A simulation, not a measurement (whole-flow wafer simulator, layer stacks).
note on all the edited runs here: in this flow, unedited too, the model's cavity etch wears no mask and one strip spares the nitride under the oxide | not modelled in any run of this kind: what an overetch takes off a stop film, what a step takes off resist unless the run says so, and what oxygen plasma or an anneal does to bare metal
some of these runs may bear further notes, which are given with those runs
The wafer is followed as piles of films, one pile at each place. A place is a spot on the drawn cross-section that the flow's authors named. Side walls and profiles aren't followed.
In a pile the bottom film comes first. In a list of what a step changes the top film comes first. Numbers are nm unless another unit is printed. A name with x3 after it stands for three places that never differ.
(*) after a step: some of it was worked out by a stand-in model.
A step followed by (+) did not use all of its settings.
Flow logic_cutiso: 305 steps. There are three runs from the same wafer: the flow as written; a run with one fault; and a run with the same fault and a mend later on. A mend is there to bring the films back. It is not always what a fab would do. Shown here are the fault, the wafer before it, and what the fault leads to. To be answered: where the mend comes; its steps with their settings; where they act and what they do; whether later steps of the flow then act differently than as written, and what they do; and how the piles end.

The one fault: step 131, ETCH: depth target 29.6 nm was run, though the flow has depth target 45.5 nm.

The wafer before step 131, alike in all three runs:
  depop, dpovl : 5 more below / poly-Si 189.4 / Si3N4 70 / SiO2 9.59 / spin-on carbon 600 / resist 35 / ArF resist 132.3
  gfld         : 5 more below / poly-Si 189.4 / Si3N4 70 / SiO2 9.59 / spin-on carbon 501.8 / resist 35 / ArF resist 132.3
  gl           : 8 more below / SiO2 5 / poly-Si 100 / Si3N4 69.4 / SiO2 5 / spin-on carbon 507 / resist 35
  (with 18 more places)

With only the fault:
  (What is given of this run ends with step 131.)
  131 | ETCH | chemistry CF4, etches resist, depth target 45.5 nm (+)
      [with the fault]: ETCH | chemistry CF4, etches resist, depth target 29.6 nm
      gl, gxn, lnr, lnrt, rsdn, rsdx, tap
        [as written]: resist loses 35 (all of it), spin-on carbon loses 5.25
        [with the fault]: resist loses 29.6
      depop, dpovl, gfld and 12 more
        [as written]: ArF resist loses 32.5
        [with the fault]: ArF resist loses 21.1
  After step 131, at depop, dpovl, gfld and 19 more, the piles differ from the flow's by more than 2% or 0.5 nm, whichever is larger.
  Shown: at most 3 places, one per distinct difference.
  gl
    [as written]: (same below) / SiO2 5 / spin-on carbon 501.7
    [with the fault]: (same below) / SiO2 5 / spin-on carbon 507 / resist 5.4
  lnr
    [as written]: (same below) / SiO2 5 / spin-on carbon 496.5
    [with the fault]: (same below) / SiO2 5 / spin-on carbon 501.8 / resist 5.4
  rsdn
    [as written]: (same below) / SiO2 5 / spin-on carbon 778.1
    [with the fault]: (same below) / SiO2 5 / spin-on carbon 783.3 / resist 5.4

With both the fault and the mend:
  After step 131 comes the mend.
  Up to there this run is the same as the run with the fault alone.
  131a | ETCH | chemistry CF4, etches resist, depth target 15.9 nm (*) (+) (the flow's step 131, run once more with other settings)
      depop, dpovl, gfld and 12 more
        ArF resist loses 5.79
      gl, gxn, lnr, lnrt, rsdn, rsdx, tap
        resist loses 5.4 (all of it), spin-on carbon loses 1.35
  Steps later in the flow that act otherwise than as written (4 more steps, not shown, differ only slightly: by at most 2% or 0.5 nm, whichever is larger):
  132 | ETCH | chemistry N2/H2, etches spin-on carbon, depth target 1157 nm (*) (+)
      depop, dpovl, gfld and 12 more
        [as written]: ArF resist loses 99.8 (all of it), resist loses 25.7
        [with the mend]: ArF resist loses 105.4 (all of it), resist loses 25.8
  By the end, the piles equal the flow's at every place that both follow.
